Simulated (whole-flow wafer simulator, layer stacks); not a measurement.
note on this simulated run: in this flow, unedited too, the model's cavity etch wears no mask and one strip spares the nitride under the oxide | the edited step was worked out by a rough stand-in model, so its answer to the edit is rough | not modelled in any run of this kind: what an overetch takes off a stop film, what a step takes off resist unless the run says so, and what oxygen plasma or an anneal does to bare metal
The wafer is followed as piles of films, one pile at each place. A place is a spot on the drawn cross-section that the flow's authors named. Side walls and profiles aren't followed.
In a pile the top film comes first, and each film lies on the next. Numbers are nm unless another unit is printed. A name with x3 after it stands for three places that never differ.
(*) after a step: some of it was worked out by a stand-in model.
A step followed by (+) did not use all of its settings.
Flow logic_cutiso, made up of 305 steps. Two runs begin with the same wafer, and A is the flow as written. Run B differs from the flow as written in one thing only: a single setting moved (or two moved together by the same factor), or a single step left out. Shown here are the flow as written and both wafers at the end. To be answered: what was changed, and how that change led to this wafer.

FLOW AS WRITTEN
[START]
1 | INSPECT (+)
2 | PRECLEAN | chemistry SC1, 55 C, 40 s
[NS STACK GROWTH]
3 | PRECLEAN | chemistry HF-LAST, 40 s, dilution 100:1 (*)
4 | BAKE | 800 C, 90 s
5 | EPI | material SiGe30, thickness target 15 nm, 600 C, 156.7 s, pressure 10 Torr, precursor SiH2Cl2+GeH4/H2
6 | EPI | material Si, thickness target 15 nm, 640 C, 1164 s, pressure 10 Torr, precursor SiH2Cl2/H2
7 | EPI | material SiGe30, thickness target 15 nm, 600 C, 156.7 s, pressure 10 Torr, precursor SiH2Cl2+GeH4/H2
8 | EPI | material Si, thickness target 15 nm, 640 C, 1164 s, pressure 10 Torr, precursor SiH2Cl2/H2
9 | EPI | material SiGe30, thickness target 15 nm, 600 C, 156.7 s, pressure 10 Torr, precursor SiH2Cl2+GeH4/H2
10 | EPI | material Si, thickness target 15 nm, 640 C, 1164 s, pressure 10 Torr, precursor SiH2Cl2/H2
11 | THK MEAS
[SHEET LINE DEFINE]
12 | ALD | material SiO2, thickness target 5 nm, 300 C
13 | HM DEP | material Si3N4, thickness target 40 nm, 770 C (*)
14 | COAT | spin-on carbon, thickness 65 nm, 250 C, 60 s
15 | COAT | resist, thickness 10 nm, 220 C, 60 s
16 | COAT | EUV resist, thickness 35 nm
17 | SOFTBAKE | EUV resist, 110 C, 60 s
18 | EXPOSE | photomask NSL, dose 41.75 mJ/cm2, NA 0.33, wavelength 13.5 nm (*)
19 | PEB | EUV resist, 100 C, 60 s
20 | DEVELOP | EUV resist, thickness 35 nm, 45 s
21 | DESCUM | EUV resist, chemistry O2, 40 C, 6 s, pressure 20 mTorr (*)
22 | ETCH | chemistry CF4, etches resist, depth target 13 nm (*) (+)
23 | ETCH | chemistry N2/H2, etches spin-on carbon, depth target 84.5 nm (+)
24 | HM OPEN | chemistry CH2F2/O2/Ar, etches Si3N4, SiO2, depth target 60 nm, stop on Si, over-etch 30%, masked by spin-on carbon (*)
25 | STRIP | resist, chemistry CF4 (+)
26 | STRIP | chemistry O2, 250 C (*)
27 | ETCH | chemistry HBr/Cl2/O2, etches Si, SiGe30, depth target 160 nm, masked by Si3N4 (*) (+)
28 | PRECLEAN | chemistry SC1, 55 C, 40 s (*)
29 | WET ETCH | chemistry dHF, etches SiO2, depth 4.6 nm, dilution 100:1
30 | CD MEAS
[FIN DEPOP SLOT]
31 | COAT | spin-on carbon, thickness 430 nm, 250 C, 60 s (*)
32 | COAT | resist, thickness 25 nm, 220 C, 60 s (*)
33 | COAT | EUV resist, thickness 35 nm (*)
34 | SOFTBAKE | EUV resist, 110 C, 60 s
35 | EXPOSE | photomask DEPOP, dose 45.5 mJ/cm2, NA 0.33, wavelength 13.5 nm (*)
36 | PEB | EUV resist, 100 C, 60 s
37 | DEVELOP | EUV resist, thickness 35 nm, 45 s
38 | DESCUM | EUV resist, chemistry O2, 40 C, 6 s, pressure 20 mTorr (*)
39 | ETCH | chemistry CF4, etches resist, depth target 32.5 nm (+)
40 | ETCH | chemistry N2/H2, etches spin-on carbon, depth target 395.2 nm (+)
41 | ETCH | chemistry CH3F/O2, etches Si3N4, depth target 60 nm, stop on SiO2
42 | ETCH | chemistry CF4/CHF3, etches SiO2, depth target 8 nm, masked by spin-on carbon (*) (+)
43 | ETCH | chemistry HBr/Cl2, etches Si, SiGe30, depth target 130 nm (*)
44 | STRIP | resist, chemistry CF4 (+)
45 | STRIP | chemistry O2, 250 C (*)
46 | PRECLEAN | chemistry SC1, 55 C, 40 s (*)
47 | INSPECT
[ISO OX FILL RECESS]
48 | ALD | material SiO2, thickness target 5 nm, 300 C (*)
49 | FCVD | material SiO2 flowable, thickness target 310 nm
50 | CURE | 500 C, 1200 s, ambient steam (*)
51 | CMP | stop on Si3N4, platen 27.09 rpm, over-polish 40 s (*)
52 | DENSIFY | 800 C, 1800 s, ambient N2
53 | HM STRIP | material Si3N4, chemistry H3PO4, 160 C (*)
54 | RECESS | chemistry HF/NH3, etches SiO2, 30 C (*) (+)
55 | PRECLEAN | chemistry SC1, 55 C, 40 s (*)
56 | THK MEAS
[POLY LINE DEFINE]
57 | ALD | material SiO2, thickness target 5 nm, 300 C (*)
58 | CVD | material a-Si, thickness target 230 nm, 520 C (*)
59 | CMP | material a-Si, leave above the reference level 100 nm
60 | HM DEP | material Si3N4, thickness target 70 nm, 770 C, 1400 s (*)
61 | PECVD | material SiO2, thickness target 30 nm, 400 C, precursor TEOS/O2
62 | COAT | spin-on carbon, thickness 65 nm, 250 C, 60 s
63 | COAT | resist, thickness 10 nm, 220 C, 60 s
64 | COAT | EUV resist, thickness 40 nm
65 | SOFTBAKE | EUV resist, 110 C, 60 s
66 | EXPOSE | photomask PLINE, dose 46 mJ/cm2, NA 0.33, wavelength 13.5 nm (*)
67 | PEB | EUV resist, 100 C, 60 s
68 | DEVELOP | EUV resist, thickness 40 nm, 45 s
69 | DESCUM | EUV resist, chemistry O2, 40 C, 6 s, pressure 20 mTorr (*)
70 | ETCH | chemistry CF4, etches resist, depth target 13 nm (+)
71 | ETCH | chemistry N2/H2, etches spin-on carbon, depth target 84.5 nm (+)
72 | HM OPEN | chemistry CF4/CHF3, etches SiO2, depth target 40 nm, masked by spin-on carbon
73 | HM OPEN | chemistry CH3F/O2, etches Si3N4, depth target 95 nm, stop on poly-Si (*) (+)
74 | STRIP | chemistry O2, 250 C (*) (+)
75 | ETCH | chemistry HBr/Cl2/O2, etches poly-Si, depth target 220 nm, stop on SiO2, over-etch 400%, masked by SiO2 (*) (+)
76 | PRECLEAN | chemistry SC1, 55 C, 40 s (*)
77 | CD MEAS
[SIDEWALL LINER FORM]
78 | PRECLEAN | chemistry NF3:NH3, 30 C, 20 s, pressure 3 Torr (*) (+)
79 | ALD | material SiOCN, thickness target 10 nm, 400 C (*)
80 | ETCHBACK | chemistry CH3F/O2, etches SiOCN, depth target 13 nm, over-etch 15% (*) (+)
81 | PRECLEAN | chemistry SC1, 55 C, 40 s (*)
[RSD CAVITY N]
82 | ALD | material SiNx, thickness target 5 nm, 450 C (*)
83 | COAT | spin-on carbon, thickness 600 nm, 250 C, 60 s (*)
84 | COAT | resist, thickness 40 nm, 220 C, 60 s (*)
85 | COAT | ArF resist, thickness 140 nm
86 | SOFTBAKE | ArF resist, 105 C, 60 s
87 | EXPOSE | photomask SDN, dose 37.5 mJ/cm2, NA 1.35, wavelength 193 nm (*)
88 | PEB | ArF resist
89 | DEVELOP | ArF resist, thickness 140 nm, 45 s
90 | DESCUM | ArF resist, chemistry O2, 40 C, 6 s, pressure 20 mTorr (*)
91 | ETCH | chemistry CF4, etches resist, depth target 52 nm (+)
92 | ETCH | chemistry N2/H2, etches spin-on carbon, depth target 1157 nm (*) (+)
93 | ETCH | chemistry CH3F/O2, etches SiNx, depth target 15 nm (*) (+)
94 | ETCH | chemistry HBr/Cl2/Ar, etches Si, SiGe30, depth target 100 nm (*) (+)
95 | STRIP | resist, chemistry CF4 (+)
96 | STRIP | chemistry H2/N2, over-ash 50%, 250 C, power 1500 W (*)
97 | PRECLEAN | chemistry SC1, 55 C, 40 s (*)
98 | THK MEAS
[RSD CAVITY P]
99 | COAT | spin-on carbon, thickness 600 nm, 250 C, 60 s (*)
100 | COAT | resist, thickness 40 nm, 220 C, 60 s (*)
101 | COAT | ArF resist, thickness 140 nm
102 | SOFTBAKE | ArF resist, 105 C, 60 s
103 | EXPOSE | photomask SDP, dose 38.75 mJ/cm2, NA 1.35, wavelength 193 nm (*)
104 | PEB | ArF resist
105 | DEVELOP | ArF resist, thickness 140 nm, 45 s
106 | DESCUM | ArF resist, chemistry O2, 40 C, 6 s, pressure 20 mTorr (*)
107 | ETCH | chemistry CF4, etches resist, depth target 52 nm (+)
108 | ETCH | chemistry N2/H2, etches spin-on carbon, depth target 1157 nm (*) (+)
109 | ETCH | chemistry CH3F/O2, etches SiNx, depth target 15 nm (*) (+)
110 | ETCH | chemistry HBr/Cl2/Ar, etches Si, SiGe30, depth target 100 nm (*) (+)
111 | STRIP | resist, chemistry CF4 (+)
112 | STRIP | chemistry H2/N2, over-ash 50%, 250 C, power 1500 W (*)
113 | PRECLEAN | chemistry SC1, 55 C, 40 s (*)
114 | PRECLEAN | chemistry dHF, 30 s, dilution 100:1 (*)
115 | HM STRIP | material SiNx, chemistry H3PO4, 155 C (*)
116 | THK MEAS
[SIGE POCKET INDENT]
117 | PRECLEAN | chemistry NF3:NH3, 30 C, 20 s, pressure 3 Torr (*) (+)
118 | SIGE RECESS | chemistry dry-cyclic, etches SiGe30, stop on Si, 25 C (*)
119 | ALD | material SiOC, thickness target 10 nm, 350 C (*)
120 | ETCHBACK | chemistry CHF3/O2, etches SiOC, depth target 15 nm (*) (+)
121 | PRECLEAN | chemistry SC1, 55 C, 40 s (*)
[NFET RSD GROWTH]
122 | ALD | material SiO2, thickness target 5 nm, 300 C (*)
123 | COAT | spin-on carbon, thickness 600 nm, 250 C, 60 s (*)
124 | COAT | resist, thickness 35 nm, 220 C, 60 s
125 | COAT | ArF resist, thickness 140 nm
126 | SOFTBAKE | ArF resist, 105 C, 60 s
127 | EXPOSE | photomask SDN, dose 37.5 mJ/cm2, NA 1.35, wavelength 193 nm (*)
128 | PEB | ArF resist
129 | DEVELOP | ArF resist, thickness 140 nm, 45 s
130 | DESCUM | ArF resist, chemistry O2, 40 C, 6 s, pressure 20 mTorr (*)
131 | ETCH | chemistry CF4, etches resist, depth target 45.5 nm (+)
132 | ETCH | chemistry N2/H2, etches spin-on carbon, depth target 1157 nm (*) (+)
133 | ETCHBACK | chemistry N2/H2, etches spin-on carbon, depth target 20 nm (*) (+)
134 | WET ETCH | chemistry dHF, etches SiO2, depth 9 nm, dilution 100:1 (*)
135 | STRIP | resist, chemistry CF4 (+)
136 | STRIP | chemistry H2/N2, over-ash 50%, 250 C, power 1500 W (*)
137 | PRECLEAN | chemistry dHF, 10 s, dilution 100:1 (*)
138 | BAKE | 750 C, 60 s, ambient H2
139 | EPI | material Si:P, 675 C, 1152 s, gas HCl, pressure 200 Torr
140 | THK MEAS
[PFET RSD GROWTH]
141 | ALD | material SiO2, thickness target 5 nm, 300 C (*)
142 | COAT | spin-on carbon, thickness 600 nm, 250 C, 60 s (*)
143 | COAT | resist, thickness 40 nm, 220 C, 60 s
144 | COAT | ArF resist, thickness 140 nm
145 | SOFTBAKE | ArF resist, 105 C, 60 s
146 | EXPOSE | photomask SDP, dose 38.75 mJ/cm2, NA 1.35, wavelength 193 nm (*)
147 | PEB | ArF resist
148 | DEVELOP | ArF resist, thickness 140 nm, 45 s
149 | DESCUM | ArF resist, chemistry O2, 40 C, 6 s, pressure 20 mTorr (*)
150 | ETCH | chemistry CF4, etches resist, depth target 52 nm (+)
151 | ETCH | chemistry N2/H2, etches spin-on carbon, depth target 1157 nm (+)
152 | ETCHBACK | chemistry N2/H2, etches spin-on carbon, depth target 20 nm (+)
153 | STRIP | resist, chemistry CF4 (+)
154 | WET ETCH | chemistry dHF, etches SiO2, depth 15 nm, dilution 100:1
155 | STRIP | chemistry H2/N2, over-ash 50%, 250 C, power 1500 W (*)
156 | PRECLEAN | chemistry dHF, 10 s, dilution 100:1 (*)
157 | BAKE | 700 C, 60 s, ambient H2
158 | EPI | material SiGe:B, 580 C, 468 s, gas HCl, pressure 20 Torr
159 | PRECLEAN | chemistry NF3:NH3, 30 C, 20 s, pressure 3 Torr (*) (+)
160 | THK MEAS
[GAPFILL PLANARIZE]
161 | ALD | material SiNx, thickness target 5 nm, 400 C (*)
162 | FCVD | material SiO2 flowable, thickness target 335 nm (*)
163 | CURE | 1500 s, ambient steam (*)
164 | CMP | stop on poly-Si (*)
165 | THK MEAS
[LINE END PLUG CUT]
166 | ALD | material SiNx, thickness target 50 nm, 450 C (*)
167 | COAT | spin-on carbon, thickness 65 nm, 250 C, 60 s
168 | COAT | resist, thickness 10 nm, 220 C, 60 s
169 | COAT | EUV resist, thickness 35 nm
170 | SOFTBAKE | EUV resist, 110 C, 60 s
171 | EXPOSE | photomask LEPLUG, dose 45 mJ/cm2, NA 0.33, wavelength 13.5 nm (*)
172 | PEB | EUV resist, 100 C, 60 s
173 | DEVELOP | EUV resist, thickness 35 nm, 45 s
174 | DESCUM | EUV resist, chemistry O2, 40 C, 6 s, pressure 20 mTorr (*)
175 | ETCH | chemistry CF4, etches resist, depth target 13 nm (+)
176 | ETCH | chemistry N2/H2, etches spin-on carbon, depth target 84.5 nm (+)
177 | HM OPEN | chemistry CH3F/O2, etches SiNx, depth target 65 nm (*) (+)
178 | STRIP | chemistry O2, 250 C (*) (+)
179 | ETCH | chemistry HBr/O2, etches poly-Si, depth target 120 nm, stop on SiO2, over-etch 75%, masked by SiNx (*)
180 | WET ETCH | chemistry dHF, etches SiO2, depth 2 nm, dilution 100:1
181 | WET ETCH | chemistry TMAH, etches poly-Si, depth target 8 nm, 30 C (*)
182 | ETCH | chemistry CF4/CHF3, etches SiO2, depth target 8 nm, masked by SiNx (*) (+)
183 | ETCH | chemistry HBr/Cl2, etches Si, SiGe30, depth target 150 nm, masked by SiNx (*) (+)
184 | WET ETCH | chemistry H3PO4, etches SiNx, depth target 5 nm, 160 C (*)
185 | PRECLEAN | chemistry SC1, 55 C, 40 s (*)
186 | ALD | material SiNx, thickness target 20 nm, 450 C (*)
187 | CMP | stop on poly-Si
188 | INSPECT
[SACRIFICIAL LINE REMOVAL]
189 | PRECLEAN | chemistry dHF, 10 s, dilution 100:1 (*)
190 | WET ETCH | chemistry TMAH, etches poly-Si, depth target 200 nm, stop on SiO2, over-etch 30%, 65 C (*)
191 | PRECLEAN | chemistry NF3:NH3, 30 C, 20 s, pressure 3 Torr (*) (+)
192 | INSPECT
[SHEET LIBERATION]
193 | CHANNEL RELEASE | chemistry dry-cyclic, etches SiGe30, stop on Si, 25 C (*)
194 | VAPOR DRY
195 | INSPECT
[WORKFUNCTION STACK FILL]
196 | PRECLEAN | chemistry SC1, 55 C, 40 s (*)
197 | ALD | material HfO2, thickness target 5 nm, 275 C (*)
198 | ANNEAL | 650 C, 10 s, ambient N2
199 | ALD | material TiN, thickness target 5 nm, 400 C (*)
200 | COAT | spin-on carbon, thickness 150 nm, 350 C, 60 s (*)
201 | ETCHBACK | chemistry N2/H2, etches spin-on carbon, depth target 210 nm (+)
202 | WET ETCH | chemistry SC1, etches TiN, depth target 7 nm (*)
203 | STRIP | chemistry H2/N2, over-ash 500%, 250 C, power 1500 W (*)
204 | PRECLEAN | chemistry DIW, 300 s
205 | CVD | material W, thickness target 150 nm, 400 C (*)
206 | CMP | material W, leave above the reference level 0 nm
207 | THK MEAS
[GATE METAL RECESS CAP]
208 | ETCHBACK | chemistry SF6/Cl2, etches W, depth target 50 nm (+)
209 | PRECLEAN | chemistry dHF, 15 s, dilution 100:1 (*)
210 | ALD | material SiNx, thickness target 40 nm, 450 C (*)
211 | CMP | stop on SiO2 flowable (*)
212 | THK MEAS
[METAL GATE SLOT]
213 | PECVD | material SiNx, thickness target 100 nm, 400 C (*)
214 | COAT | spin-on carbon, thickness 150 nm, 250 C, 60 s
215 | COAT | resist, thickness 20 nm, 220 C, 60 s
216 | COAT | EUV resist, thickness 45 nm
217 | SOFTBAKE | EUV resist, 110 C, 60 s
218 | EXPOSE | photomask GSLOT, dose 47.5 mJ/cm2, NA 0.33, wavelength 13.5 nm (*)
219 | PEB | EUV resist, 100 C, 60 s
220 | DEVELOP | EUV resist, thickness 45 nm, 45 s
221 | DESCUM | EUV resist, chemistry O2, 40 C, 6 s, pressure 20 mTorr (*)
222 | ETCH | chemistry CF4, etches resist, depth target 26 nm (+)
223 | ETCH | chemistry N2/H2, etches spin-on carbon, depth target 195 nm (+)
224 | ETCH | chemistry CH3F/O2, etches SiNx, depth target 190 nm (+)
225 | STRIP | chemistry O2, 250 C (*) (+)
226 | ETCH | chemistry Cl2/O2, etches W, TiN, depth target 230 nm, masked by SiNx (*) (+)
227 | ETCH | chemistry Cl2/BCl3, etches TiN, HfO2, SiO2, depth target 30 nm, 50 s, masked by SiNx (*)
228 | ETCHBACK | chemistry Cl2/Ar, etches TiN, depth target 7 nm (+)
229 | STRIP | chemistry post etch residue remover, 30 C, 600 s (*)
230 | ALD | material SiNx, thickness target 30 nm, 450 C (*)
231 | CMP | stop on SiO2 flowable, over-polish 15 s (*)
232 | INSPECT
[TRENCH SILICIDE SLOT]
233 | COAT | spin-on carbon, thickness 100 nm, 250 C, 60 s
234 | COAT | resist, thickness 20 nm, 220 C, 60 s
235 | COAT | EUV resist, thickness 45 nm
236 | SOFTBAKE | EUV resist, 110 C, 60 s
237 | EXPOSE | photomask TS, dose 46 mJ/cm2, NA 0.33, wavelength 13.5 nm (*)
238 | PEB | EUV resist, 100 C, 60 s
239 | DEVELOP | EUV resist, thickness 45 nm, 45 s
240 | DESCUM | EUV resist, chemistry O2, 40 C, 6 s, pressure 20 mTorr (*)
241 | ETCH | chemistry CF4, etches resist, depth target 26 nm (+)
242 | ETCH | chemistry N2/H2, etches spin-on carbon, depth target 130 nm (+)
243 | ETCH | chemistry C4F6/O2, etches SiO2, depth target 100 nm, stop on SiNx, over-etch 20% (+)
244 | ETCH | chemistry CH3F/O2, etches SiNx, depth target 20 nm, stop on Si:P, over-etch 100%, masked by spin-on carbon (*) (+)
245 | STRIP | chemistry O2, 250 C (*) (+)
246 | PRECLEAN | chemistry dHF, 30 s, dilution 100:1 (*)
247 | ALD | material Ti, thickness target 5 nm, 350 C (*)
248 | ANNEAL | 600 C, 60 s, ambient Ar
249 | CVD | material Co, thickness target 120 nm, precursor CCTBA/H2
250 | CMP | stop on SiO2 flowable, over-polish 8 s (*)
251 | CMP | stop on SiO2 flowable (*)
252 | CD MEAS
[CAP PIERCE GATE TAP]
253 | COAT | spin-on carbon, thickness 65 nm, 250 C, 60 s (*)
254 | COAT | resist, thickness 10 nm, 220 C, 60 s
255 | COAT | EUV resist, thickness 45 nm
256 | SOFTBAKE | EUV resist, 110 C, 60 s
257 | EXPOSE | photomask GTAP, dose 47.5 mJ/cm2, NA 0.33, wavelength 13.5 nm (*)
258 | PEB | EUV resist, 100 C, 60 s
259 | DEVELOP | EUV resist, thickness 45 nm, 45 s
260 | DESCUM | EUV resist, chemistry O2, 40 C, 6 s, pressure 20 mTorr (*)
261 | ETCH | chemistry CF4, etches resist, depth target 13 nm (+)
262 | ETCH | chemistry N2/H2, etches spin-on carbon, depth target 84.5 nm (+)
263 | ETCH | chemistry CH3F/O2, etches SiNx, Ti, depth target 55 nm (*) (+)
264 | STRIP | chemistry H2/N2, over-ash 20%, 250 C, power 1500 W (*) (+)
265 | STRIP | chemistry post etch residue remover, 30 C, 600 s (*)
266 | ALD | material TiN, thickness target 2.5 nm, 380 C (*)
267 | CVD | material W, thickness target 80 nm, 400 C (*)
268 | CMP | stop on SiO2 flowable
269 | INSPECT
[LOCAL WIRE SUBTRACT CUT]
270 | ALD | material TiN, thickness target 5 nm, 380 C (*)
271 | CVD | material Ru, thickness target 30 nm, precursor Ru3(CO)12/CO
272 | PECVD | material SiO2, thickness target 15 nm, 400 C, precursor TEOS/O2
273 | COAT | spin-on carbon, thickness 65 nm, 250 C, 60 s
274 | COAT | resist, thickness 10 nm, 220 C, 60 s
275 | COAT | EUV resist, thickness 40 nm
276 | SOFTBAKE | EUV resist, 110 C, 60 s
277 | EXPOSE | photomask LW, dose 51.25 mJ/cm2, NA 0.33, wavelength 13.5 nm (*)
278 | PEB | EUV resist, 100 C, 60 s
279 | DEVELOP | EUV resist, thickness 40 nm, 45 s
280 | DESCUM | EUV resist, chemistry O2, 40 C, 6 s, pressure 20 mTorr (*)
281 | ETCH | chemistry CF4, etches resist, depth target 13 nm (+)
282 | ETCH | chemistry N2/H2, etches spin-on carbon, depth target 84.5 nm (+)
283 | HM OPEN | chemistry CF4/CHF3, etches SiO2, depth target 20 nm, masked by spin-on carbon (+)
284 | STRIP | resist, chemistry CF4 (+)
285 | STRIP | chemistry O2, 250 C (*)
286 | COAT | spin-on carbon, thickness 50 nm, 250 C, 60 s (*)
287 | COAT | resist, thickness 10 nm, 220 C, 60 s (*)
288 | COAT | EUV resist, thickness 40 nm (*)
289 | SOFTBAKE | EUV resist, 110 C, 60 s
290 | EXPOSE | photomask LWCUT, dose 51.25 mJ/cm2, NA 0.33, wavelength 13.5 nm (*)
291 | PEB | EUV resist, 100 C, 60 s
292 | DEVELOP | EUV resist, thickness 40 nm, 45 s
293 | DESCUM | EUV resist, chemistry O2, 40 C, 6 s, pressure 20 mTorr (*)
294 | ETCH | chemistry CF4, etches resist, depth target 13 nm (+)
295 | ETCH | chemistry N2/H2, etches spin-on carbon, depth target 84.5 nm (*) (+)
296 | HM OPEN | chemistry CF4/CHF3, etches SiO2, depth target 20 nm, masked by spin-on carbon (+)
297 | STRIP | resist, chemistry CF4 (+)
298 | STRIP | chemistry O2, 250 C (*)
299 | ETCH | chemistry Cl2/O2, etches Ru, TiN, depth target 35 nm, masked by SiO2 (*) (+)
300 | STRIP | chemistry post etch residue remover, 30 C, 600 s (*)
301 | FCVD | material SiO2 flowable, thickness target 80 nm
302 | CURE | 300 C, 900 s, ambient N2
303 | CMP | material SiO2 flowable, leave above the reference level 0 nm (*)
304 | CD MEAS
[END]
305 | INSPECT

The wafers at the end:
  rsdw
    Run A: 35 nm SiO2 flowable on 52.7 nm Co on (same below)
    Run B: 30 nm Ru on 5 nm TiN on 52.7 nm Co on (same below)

What caused this: step 295, ETCH: depth target 33.8 nm was run, whereas the flow has depth target 84.5 nm.

The path from the change to this, step by step:
  295 | ETCH | chemistry N2/H2, etches spin-on carbon, depth target 84.5 nm (*) (+)
      rsdw: A -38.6 spin-on carbon (all of it), -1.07 SiO2 | B -33.8 spin-on carbon
      depop, dpovl, gfld and 14 more: A -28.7 EUV resist (all of it), -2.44 resist | B -28.7 EUV resist (all of it), -0.84 resist
      (also at 4 further places)
  296 | HM OPEN | chemistry CF4/CHF3, etches SiO2, depth target 20 nm, masked by spin-on carbon (+)
      rsdw: A -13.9 SiO2 (all of it), -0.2 Ru | B -4.79 spin-on carbon (all of it), -5.15 SiO2
      gfld, gxf, gxn, iso, lnr, lnri, rsdx: A -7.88 resist (all of it), -3.91 spin-on carbon | B -9.49 resist (all of it), -3.39 spin-on carbon
      (also at 14 further places)
  297 | STRIP | resist, chemistry CF4 (+)
      rsdw: A -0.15 Ru | B -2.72 SiO2
  299 | ETCH | chemistry Cl2/O2, etches Ru, TiN, depth target 35 nm, masked by SiO2 (*) (+)
      rsdw: A -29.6 Ru (all of it), -5 TiN (all of it) | B -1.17 SiO2
  301 | FCVD | material SiO2 flowable, thickness target 80 nm
      gfld, gl, glp, gxf, gxn, gxp, plug: A +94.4 SiO2 flowable (new film) | B +96.7 SiO2 flowable (new film)
      lnrt, rsdn, rsdp, tap: A +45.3 SiO2 flowable (new film) | B +47.6 SiO2 flowable (new film)
      (also at 6 further places)
  303 | CMP | material SiO2 flowable, leave above the reference level 0 nm (*)
      rsdw: A -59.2 SiO2 flowable | B -55.5 SiO2 flowable (all of it), -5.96 SiO2 (all of it)
      gfld, gl, glp and 9 more: A -59.2 SiO2 flowable | B -61.4 SiO2 flowable
      (also at 4 further places)
